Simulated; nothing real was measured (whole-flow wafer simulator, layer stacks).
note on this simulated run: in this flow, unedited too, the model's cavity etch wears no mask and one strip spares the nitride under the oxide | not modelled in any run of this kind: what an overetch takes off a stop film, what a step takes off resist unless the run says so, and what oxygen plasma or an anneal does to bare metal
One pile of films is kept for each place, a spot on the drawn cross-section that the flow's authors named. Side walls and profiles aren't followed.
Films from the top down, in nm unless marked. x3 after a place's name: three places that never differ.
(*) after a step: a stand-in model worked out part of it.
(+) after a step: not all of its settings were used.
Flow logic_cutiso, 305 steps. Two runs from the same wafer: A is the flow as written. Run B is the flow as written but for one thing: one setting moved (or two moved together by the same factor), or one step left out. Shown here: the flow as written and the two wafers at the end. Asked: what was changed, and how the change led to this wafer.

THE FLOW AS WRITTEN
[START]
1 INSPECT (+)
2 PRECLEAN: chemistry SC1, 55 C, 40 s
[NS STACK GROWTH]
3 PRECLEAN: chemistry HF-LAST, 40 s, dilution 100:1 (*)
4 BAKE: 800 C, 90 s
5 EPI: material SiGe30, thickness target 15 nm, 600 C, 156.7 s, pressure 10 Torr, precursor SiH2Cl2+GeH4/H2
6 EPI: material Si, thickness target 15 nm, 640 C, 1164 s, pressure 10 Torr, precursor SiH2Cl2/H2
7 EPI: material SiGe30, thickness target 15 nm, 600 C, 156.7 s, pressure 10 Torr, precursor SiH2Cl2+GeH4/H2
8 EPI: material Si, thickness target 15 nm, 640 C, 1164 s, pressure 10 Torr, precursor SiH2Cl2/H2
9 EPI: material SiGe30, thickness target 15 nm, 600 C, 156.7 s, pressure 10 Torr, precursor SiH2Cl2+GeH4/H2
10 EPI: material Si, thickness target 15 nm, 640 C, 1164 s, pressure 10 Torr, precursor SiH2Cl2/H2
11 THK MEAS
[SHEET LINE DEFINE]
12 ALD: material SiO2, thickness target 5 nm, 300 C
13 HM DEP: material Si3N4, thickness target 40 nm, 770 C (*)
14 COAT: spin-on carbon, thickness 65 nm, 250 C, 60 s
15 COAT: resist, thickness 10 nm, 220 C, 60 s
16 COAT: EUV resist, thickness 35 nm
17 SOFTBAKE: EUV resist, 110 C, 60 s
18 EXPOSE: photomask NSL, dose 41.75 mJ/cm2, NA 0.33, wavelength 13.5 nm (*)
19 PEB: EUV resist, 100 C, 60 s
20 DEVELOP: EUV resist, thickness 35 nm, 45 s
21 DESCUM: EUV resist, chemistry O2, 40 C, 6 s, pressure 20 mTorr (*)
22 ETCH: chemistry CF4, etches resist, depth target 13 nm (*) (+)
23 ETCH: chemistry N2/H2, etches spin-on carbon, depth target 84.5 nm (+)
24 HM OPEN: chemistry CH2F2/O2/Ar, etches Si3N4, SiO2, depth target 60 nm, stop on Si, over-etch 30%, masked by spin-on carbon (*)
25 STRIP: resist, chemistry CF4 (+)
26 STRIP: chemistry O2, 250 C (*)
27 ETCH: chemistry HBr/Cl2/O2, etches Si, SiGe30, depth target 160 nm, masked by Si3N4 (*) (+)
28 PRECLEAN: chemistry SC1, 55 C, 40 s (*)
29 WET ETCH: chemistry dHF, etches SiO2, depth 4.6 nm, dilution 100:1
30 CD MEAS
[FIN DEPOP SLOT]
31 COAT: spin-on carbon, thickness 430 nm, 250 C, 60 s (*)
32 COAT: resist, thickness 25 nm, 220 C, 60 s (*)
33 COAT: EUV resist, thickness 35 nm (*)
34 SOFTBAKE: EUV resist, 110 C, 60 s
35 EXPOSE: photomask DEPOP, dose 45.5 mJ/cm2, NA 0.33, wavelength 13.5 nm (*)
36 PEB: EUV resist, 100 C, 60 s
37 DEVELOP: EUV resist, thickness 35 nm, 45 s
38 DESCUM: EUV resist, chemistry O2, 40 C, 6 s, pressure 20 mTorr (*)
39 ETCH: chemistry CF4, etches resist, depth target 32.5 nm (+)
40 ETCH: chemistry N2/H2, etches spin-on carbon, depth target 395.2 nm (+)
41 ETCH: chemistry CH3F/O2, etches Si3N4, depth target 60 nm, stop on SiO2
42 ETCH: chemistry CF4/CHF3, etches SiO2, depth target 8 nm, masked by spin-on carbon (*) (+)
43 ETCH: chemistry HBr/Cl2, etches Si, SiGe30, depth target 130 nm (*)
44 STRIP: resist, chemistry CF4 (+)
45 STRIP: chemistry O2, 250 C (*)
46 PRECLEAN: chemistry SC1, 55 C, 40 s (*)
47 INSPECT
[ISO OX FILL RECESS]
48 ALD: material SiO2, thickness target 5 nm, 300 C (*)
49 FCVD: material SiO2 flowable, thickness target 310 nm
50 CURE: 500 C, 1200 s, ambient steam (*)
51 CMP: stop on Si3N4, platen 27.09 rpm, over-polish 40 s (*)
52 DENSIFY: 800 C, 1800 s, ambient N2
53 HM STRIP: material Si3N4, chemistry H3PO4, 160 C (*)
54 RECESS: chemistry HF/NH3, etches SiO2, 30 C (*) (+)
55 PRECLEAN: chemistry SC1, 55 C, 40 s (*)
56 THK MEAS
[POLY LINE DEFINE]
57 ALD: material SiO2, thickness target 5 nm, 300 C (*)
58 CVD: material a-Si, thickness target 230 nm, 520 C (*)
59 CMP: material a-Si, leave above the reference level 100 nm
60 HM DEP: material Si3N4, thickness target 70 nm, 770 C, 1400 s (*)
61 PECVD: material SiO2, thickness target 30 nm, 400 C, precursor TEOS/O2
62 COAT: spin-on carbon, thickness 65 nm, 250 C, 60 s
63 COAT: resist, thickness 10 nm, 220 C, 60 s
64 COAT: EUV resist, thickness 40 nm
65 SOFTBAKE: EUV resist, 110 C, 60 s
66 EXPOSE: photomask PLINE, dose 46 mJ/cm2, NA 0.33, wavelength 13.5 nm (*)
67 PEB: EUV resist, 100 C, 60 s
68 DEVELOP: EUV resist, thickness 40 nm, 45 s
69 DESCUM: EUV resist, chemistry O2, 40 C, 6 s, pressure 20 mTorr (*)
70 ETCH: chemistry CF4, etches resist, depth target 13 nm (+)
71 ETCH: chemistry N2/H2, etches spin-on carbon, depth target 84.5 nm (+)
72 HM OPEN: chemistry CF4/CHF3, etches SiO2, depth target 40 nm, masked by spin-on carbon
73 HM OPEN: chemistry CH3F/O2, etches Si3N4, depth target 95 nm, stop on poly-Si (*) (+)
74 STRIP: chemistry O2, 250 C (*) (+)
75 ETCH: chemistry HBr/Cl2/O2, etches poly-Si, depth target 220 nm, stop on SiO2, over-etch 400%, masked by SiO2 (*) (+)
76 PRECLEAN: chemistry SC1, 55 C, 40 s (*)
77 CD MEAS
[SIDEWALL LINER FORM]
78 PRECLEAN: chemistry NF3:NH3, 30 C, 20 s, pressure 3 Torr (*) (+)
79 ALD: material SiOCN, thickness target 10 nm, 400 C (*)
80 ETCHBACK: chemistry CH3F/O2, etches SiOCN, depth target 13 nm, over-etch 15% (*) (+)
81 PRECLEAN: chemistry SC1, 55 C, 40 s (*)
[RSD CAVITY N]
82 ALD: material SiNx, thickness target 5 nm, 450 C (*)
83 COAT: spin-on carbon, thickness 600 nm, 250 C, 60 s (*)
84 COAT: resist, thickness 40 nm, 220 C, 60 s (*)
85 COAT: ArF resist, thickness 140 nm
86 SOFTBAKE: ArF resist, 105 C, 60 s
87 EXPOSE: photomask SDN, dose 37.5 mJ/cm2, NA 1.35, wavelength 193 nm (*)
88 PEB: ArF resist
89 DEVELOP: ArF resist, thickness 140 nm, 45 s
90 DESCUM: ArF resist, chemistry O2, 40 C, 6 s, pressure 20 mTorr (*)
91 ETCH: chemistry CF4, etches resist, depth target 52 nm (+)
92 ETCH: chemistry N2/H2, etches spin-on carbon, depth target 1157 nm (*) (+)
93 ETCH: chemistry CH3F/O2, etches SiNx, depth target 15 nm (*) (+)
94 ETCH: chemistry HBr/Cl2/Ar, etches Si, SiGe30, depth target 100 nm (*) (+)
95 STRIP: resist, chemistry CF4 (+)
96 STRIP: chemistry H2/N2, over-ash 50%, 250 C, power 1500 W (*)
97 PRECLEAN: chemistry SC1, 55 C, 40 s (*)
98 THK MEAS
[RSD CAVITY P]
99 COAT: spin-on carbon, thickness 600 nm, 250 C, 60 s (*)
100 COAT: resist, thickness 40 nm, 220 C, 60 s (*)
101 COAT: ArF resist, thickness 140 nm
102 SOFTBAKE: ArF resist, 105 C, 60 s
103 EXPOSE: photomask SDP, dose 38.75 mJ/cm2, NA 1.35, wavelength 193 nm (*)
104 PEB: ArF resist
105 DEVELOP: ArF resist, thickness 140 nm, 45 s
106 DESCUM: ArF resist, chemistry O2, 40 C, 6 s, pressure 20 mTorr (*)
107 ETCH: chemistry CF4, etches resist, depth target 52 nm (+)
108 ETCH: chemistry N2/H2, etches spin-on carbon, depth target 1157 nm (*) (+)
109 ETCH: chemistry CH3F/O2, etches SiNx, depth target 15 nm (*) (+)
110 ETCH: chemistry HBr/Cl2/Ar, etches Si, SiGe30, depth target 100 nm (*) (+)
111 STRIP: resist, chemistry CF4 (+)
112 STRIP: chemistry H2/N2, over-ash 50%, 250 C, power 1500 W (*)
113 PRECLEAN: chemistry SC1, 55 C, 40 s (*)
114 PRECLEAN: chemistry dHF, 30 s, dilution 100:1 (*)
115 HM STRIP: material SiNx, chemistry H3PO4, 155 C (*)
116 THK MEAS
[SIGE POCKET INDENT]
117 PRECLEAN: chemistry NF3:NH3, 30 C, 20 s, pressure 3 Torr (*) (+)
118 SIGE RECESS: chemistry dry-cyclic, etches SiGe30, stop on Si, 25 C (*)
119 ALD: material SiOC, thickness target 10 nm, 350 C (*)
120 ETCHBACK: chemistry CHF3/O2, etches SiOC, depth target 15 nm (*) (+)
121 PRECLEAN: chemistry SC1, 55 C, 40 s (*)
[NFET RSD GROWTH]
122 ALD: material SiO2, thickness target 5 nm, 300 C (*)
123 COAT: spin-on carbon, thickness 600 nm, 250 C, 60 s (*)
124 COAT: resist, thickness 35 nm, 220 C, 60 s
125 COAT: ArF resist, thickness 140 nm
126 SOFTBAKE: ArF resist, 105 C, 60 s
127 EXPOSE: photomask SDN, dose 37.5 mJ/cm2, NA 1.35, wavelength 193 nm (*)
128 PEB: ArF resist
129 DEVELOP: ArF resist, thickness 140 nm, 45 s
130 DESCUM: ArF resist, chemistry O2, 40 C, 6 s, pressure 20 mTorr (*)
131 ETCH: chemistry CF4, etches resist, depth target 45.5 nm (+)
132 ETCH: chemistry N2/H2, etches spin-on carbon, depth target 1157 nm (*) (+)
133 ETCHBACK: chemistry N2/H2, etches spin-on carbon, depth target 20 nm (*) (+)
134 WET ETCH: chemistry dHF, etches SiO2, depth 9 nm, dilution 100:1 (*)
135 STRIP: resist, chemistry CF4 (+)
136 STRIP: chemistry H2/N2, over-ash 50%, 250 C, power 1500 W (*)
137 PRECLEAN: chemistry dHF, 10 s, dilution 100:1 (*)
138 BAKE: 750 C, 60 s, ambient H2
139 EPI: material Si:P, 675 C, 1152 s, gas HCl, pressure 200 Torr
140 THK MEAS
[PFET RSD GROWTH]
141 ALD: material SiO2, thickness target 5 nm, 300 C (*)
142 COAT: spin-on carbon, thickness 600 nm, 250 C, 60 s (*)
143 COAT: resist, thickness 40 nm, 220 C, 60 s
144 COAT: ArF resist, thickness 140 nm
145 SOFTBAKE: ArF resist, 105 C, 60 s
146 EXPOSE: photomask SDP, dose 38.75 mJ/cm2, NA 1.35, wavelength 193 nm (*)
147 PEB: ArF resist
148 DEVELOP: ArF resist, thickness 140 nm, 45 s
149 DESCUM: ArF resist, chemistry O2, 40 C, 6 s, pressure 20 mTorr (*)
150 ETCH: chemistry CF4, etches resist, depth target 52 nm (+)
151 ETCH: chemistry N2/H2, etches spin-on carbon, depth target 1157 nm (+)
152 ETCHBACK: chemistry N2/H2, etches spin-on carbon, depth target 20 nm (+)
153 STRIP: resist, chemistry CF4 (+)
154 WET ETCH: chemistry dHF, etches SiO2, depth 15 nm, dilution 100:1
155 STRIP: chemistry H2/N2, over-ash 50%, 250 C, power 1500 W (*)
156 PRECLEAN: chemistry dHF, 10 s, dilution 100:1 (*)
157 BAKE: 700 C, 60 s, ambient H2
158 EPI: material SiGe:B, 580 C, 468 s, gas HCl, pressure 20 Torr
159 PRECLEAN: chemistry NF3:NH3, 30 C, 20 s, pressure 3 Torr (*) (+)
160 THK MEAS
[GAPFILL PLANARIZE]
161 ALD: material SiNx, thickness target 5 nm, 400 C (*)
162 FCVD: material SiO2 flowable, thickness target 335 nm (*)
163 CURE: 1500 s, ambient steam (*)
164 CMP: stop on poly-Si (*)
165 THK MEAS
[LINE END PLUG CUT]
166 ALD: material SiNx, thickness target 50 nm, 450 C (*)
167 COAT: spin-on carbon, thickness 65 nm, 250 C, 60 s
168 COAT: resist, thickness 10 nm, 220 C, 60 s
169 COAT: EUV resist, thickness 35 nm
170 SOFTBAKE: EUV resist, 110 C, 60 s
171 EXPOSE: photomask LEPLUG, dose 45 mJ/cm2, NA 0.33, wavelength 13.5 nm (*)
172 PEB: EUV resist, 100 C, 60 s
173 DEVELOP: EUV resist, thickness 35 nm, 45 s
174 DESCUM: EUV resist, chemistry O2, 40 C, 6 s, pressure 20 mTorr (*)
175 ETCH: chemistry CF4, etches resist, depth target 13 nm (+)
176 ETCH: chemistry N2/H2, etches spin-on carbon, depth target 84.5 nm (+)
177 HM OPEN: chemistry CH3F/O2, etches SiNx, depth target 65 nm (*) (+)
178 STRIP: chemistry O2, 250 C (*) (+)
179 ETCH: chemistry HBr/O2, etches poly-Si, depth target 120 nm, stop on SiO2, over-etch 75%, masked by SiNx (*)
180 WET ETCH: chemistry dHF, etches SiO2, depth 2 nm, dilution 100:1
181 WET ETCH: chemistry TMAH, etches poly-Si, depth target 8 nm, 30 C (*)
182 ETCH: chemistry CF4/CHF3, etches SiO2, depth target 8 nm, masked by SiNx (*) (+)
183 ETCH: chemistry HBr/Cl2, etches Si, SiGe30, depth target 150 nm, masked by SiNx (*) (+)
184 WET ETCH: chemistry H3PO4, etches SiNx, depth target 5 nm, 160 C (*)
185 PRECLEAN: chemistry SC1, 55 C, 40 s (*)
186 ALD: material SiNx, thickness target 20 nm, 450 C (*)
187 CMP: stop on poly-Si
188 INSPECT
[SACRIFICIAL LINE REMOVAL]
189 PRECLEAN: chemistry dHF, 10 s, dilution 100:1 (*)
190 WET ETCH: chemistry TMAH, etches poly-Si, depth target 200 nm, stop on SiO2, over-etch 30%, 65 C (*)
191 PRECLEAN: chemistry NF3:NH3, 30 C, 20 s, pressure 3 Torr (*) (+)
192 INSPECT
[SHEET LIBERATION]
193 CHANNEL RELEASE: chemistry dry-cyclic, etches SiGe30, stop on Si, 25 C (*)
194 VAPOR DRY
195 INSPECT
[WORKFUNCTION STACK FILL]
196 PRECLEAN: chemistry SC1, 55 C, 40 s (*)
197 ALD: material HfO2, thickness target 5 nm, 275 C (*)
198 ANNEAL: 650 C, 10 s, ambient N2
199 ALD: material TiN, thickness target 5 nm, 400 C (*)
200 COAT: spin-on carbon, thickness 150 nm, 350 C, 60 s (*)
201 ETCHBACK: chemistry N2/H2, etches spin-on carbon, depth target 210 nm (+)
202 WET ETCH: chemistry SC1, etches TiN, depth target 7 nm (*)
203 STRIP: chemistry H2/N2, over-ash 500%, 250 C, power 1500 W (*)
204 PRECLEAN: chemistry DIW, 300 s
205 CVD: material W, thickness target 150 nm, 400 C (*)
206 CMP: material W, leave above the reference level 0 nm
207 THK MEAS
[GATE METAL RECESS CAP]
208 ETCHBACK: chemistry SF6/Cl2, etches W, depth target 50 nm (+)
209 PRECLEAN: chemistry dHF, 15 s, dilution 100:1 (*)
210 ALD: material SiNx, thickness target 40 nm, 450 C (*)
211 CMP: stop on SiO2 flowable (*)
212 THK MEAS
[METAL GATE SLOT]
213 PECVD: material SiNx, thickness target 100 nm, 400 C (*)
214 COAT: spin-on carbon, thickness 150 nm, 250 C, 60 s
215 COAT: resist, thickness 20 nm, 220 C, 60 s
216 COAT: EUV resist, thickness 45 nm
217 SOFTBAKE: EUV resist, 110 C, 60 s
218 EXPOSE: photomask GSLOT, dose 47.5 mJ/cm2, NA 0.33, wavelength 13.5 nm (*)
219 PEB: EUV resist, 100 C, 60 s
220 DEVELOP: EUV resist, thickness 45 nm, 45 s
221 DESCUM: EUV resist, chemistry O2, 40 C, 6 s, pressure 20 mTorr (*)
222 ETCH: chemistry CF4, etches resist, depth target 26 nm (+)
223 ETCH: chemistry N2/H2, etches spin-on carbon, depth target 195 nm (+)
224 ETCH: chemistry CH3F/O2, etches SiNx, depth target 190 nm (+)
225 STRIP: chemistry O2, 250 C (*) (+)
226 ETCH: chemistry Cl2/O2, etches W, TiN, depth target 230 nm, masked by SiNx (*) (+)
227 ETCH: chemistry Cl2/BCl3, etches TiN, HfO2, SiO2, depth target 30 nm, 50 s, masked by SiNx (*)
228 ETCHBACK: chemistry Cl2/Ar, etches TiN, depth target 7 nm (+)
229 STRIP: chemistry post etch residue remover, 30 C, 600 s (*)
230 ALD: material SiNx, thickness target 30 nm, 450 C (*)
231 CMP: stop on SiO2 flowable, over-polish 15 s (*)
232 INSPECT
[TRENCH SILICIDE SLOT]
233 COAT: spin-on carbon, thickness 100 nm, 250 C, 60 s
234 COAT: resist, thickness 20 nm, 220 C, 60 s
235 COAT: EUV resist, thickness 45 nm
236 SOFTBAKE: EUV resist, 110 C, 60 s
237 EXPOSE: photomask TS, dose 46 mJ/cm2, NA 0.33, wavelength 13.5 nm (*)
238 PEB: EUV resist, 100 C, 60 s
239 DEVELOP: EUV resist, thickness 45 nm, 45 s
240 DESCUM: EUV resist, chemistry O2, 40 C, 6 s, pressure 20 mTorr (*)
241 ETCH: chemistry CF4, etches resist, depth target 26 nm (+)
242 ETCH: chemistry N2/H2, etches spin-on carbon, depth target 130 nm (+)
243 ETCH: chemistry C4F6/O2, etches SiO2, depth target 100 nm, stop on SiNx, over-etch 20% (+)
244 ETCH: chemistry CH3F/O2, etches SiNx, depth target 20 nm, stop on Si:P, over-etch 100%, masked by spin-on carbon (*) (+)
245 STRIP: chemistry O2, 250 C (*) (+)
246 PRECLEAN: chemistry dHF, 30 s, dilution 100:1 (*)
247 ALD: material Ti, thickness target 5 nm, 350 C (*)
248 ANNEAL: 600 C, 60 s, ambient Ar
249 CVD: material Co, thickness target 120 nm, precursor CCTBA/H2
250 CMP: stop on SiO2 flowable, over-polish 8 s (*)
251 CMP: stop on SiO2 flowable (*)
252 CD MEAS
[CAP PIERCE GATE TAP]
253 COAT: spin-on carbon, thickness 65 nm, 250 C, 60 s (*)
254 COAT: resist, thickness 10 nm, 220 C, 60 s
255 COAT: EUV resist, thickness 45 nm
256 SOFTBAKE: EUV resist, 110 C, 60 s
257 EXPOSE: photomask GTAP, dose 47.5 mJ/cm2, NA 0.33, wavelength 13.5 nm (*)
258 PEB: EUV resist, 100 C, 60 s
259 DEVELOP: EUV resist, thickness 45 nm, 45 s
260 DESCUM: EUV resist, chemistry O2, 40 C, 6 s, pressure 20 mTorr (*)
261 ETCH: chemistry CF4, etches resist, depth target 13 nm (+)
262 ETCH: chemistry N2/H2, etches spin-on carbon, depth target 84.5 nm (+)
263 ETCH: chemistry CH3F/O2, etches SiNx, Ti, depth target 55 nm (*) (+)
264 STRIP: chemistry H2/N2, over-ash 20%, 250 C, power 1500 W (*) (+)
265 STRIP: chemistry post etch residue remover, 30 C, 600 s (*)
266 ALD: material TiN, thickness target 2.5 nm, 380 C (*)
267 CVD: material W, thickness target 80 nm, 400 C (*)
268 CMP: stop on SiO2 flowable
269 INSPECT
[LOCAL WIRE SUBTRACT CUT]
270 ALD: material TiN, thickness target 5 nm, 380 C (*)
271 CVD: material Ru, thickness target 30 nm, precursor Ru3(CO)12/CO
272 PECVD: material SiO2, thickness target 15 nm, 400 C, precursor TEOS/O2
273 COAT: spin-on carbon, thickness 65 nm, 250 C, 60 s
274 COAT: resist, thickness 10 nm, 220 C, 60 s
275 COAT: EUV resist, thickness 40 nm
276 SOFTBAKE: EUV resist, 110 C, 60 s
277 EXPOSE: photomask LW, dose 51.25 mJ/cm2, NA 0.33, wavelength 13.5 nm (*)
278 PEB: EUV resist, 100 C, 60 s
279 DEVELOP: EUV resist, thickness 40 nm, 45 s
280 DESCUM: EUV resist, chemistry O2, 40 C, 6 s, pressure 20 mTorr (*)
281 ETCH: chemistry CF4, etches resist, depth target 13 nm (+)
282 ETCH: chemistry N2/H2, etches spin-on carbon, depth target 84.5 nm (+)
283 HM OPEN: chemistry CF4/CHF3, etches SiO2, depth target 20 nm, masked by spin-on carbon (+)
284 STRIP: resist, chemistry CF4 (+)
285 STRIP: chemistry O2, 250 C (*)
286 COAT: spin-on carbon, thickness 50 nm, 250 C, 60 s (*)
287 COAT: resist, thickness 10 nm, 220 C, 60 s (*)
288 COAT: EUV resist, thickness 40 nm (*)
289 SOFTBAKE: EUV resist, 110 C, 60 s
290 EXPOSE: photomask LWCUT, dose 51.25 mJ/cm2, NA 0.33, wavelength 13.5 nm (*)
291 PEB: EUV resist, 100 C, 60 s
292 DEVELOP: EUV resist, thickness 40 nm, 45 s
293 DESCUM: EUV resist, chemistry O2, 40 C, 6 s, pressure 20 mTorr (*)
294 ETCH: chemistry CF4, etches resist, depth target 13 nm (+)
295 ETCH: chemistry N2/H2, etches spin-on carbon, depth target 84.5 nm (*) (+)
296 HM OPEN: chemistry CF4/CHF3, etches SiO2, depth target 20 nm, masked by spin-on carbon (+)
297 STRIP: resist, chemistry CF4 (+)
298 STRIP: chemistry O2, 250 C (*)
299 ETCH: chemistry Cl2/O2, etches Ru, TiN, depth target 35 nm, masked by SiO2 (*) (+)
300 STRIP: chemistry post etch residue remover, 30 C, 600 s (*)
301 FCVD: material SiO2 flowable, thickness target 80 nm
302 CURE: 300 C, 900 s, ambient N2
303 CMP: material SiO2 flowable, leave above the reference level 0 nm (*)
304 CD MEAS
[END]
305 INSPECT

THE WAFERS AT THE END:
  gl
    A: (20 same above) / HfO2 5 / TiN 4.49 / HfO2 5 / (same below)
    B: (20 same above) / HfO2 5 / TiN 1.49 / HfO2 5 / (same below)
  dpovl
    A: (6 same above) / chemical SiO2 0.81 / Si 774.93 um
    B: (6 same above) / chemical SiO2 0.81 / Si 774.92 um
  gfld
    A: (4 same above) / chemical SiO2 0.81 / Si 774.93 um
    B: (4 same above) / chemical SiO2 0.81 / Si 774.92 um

The cause: step 5, EPI: 125.4 s was run, where the flow has 156.7 s.

How the change led to this, step by step:
  5 EPI: material SiGe30, thickness target 15 nm, 600 C, 156.7 s, pressure 10 Torr, precursor SiH2Cl2+GeH4/H2
      depop, dpovl, gfld and 19 more: A SiGe30 +15 (new film) | B SiGe30 +12 (new film)
  27 ETCH: chemistry HBr/Cl2/O2, etches Si, SiGe30, depth target 160 nm, masked by Si3N4 (*) (+)
      gfld, gxf, iso, lnri: A chemical SiO2 -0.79 (all of it), Si -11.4 (all of it), SiGe30 -15 (all of it), Si -15 (all of it), SiGe30 -15 (all of it), Si -15 (all of it), SiGe30 -15 (all of it), Si -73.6 | B chemical SiO2 -0.79 (all of it), Si -11.4 (all of it), SiGe30 -15 (all of it), Si -15 (all of it), SiGe30 -15 (all of it), Si -15 (all of it), SiGe30 -12 (all of it), Si -76.6
      dpovl, nsgap: A chemical SiO2 -0.79 (all of it), Si -11.8 (all of it), SiGe30 -15 (all of it), Si -15 (all of it), SiGe30 -15 (all of it), Si -15 (all of it), SiGe30 -15 (all of it), Si -73.2 | B chemical SiO2 -0.79 (all of it), Si -11.8 (all of it), SiGe30 -15 (all of it), Si -15 (all of it), SiGe30 -15 (all of it), Si -15 (all of it), SiGe30 -12 (all of it), Si -76.2
      (and at 1 more place)
  43 ETCH: chemistry HBr/Cl2, etches Si, SiGe30, depth target 130 nm (*)
      depop: A Si -14 (all of it), SiGe30 -15 (all of it), Si -15 (all of it), SiGe30 -15 (all of it), Si -15 (all of it), SiGe30 -15 (all of it), Si -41 | B Si -14 (all of it), SiGe30 -15 (all of it), Si -15 (all of it), SiGe30 -15 (all of it), Si -15 (all of it), SiGe30 -12 (all of it), Si -44
  94 ETCH: chemistry HBr/Cl2/Ar, etches Si, SiGe30, depth target 100 nm (*) (+)
      rsdn, rsdx: A chemical SiO2 -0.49 (all of it), Si -12.8 (all of it), SiGe30 -15 (all of it), Si -15 (all of it), SiGe30 -15 (all of it), Si -15 (all of it), SiGe30 -15 (all of it), Si -12.2 | B chemical SiO2 -0.49 (all of it), Si -12.8 (all of it), SiGe30 -15 (all of it), Si -15 (all of it), SiGe30 -15 (all of it), Si -15 (all of it), SiGe30 -12 (all of it), Si -15.2
  110 ETCH: chemistry HBr/Cl2/Ar, etches Si, SiGe30, depth target 100 nm (*) (+)
      rsdp, rsdw: A chemical SiO2 -0.49 (all of it), Si -12.8 (all of it), SiGe30 -15 (all of it), Si -15 (all of it), SiGe30 -15 (all of it), Si -15 (all of it), SiGe30 -15 (all of it), Si -12.2 | B chemical SiO2 -0.49 (all of it), Si -12.8 (all of it), SiGe30 -15 (all of it), Si -15 (all of it), SiGe30 -15 (all of it), Si -15 (all of it), SiGe30 -12 (all of it), Si -15.2
  118 SIGE RECESS: chemistry dry-cyclic, etches SiGe30, stop on Si, 25 C (*)
      lnr, lnrp, lnrt: A SiOCN -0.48, Si -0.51, cavity +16 (new film), SiGe30 -15 (all of it), Si -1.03, cavity +16 (new film), SiGe30 -15 (all of it), Si -1.03, cavity +16 (new film), SiGe30 -15 (all of it), Si -0.51 | B SiOCN -0.48, Si -0.51, cavity +16 (new film), SiGe30 -15 (all of it), Si -1.03, cavity +16 (new film), SiGe30 -15 (all of it), Si -1.03, cavity +13 (new film), SiGe30 -12 (all of it), Si -0.51
  119 ALD: material SiOC, thickness target 10 nm, 350 C (*)
      lnr, lnrp, lnrt: A SiOC +10 (new film), SiOC +16 (new film), cavity -16 (all of it), SiOC +16 (new film), cavity -16 (all of it), SiOC +16 (new film), cavity -16 (all of it) | B SiOC +10 (new film), SiOC +16 (new film), cavity -16 (all of it), SiOC +16 (new film), cavity -16 (all of it), SiOC +13 (new film), cavity -13 (all of it)
  183 ETCH: chemistry HBr/Cl2, etches Si, SiGe30, depth target 150 nm, masked by SiNx (*) (+)
      plug: A Si -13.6 (all of it), SiGe30 -15 (all of it), Si -15 (all of it), SiGe30 -15 (all of it), Si -15 (all of it), SiGe30 -15 (all of it), Si -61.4 | B Si -13.6 (all of it), SiGe30 -15 (all of it), Si -15 (all of it), SiGe30 -15 (all of it), Si -15 (all of it), SiGe30 -12 (all of it), Si -64.4
  193 CHANNEL RELEASE: chemistry dry-cyclic, etches SiGe30, stop on Si, 25 C (*)
      gl, glp, gxn, gxp, ns, tap: A chemical SiO2 +0.8 (new film), Si -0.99, chemical SiO2 +0.8 (new film), cavity +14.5 (new film), chemical SiO2 +0.8 (new film), SiGe30 -15 (all of it), Si -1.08, chemical SiO2 +0.8 (new film), cavity +14.5 (new film), chemical SiO2 +0.8 (new film), SiGe30 -15 (all of it), Si -1.08, chemical SiO2 +0.8 (new film), cavity +14.5 (new film), chemical SiO2 +0.8 (new film), SiGe30 -15 (all of it), Si -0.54 | B chemical SiO2 +0.8 (new film), Si -0.99, chemical SiO2 +0.8 (new film), cavity +14.5 (new film), chemical SiO2 +0.8 (new film), SiGe30 -15 (all of it), Si -1.08, chemical SiO2 +0.8 (new film), cavity +14.5 (new film), chemical SiO2 +0.8 (new film), SiGe30 -15 (all of it), Si -1.08, chemical SiO2 +0.8 (new film), cavity +11.5 (new film), chemical SiO2 +0.8 (new film), SiGe30 -12 (all of it), Si -0.54
  199 ALD: material TiN, thickness target 5 nm, 400 C (*)
      gl, glp, tap: A TiN +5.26 (new film), TiN +4.49 (new film), cavity -4.49 (all of it), TiN +4.49 (new film), cavity -4.49 (all of it), TiN +4.49 (new film), cavity -4.49 (all of it) | B TiN +5.26 (new film), TiN +4.49 (new film), cavity -4.49 (all of it), TiN +4.49 (new film), cavity -4.49 (all of it), TiN +1.49 (new film), cavity -1.49 (all of it)
      gxn, gxp, ns: A TiN +5 (new film), TiN +4.49 (new film), cavity -4.49 (all of it), TiN +4.49 (new film), cavity -4.49 (all of it), TiN +4.49 (new film), cavity -4.49 (all of it) | B TiN +5 (new film), TiN +4.49 (new film), cavity -4.49 (all of it), TiN +4.49 (new film), cavity -4.49 (all of it), TiN +1.49 (new film), cavity -1.49 (all of it)
